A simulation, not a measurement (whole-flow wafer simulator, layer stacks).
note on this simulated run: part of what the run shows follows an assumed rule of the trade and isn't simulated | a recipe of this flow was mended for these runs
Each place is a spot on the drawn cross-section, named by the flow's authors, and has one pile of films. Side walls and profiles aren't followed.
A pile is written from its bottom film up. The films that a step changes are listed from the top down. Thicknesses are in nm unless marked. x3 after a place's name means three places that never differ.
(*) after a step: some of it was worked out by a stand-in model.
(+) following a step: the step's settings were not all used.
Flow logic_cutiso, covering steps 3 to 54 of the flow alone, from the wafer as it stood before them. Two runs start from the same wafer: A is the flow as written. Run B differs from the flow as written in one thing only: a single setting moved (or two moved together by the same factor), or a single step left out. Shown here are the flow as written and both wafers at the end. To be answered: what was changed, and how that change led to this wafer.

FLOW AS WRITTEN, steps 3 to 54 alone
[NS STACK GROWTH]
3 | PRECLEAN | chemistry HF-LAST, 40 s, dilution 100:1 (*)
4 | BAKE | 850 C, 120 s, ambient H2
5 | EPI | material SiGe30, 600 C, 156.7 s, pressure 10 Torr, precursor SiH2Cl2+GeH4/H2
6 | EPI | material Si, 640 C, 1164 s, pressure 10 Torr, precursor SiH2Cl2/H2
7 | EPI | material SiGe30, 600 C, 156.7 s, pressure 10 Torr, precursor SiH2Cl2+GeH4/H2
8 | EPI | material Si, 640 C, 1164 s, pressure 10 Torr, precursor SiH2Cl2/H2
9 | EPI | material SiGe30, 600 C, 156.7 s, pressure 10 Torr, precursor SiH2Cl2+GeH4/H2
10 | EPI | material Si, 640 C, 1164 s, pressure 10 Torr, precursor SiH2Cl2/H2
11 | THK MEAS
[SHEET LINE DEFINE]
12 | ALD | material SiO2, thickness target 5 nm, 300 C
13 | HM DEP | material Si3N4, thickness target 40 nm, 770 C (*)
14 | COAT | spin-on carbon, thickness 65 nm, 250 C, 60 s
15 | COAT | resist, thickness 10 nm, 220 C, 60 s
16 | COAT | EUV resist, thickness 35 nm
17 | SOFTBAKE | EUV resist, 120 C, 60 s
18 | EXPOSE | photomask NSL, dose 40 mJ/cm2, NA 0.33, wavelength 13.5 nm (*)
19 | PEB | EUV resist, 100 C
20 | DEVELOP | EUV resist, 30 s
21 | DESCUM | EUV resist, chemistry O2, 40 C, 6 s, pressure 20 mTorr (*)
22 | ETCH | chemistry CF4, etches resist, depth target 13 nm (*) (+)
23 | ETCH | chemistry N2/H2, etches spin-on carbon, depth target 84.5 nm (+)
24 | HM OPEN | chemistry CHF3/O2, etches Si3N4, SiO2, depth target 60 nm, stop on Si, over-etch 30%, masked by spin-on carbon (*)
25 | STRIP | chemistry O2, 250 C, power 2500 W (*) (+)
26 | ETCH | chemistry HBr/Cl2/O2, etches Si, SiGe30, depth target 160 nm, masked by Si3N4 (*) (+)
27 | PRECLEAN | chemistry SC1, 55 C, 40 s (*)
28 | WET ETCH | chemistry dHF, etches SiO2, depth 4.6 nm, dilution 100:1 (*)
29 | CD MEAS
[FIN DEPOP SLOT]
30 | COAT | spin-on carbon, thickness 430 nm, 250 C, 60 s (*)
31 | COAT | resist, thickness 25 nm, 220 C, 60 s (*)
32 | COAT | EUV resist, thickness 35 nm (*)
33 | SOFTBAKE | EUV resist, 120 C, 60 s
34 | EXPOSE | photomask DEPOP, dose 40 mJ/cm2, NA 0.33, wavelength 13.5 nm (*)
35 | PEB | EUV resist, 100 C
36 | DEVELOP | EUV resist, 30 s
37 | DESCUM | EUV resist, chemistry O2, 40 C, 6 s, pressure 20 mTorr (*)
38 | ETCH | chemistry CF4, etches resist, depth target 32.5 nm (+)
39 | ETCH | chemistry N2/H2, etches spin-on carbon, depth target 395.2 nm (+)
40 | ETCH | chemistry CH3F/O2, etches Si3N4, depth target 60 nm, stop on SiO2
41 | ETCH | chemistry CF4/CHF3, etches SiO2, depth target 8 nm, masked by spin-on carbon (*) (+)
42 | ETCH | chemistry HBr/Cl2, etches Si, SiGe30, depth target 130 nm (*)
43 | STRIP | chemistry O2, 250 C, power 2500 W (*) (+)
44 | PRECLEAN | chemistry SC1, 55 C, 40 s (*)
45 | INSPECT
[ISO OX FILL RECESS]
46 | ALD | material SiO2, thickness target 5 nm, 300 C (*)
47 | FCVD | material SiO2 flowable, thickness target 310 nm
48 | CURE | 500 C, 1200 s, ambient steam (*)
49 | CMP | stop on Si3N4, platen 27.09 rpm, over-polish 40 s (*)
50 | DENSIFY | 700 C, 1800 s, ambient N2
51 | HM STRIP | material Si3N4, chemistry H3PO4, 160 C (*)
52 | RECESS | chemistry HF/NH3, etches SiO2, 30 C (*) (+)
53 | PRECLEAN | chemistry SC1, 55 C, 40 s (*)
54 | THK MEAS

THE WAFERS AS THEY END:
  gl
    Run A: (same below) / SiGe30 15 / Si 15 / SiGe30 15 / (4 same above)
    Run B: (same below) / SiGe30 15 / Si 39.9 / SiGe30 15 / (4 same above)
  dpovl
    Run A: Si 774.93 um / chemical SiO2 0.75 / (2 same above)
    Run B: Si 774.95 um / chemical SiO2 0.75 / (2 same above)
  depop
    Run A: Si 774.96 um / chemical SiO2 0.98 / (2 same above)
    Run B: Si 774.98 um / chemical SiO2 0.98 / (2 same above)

Cause: step 6, EPI: 663 C was run, while the flow as written has 640 C.

The path from the change to this, step by step:
  6 | EPI | material Si, 640 C, 1164 s, pressure 10 Torr, precursor SiH2Cl2/H2
      depop, dpovl, gfld and 19 more: A +15 Si (new film) | B +39.9 Si (new film)
  26 | ETCH | chemistry HBr/Cl2/O2, etches Si, SiGe30, depth target 160 nm, masked by Si3N4 (*) (+)
      dpovl, gfld, gxf, iso, isow, lnri, nsgap: A -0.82 chemical SiO2 (all of it), -12 Si (all of it), -15 SiGe30 (all of it), -15 Si (all of it), -15 SiGe30 (all of it), -15 Si (all of it), -15 SiGe30 (all of it), -73 Si | B -0.82 chemical SiO2 (all of it), -12 Si (all of it), -15 SiGe30 (all of it), -15 Si (all of it), -15 SiGe30 (all of it), -39.9 Si (all of it), -15 SiGe30 (all of it), -48.1 Si
  42 | ETCH | chemistry HBr/Cl2, etches Si, SiGe30, depth target 130 nm (*)
      depop: A -13.8 Si (all of it), -15 SiGe30 (all of it), -15 Si (all of it), -15 SiGe30 (all of it), -15 Si (all of it), -15 SiGe30 (all of it), -41.2 Si | B -13.8 Si (all of it), -15 SiGe30 (all of it), -15 Si (all of it), -15 SiGe30 (all of it), -39.9 Si (all of it), -15 SiGe30 (all of it), -16.3 Si
